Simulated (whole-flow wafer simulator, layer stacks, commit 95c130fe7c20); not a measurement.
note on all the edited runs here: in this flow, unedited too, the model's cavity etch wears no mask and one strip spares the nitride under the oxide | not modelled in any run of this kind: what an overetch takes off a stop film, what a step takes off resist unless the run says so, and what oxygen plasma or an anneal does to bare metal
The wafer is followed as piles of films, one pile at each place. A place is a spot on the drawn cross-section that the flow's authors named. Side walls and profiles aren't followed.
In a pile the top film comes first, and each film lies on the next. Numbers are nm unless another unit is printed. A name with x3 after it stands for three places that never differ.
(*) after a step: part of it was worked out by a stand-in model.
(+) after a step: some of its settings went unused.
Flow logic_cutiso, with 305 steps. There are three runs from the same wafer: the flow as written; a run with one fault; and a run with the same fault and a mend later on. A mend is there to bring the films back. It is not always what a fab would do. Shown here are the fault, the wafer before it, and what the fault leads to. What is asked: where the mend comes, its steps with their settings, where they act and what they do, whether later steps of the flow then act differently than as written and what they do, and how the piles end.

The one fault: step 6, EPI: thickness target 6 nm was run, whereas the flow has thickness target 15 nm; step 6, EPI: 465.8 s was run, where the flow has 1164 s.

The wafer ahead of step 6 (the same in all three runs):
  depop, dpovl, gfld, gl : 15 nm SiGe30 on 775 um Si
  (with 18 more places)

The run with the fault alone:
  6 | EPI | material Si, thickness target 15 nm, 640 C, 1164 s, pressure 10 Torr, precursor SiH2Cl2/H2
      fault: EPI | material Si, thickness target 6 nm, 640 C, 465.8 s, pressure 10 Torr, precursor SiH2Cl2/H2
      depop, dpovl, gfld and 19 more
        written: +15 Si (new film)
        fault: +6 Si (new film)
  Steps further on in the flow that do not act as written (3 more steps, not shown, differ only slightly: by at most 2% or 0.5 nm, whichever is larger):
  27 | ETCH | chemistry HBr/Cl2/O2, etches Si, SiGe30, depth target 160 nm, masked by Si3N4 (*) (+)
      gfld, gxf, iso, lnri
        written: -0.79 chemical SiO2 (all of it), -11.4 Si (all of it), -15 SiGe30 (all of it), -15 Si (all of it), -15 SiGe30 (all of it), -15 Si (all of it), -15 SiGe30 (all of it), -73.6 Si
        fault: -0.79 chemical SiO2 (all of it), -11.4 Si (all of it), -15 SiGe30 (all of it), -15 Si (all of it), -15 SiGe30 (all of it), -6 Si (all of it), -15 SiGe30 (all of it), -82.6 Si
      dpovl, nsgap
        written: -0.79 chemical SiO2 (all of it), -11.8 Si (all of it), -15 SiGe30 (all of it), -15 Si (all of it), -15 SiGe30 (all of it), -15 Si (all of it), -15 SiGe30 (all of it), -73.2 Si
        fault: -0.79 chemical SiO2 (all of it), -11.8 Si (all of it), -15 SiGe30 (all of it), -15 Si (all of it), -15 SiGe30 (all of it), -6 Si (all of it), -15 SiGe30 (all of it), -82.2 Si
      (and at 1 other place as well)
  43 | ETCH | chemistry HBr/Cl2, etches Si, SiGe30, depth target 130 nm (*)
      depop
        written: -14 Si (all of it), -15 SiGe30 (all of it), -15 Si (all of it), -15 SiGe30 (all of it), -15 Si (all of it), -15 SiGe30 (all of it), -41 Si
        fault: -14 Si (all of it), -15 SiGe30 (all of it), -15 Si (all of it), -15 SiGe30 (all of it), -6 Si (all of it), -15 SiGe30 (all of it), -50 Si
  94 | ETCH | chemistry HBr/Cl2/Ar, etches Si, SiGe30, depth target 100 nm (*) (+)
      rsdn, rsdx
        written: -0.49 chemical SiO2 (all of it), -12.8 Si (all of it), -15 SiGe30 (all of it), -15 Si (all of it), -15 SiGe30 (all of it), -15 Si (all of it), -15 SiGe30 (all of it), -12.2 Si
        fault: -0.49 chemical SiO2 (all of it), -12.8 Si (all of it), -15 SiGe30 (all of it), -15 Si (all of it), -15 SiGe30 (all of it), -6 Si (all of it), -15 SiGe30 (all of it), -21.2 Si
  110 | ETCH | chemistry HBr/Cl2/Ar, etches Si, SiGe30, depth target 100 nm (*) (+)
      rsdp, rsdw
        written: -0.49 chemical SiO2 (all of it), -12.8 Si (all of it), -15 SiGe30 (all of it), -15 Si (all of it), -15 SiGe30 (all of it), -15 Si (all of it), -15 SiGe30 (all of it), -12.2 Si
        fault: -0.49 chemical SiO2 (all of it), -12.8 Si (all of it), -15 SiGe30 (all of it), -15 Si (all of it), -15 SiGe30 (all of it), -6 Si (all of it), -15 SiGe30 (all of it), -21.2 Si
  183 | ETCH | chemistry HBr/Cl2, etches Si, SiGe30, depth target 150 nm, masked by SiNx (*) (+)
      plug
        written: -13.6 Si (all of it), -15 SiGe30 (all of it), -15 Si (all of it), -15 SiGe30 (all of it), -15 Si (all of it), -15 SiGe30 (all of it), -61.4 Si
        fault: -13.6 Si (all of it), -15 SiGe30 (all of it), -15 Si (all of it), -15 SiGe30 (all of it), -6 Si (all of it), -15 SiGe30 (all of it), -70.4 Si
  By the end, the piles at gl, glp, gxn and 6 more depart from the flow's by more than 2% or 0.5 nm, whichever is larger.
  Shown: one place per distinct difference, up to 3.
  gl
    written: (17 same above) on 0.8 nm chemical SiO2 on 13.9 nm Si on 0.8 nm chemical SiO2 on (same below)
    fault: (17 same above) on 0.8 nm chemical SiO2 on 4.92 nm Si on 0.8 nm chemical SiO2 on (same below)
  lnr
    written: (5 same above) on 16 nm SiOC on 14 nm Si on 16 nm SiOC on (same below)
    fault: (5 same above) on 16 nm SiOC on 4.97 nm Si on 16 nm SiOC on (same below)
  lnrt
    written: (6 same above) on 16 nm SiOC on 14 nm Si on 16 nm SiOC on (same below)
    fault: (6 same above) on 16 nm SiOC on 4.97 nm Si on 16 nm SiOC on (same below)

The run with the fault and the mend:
  After step 6 comes the mend.
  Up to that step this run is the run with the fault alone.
  6a | EPI | material Si, thickness target 9 nm, 640 C, 698.6 s, pressure 10 Torr, precursor SiH2Cl2/H2 (the flow's step 6 again, with other settings)
      depop, dpovl, gfld and 19 more
        +9 Si
  None of the later steps of the flow acts differently than as written at any place that is followed.
  At every place that both follow, the piles at the end match the flow's.
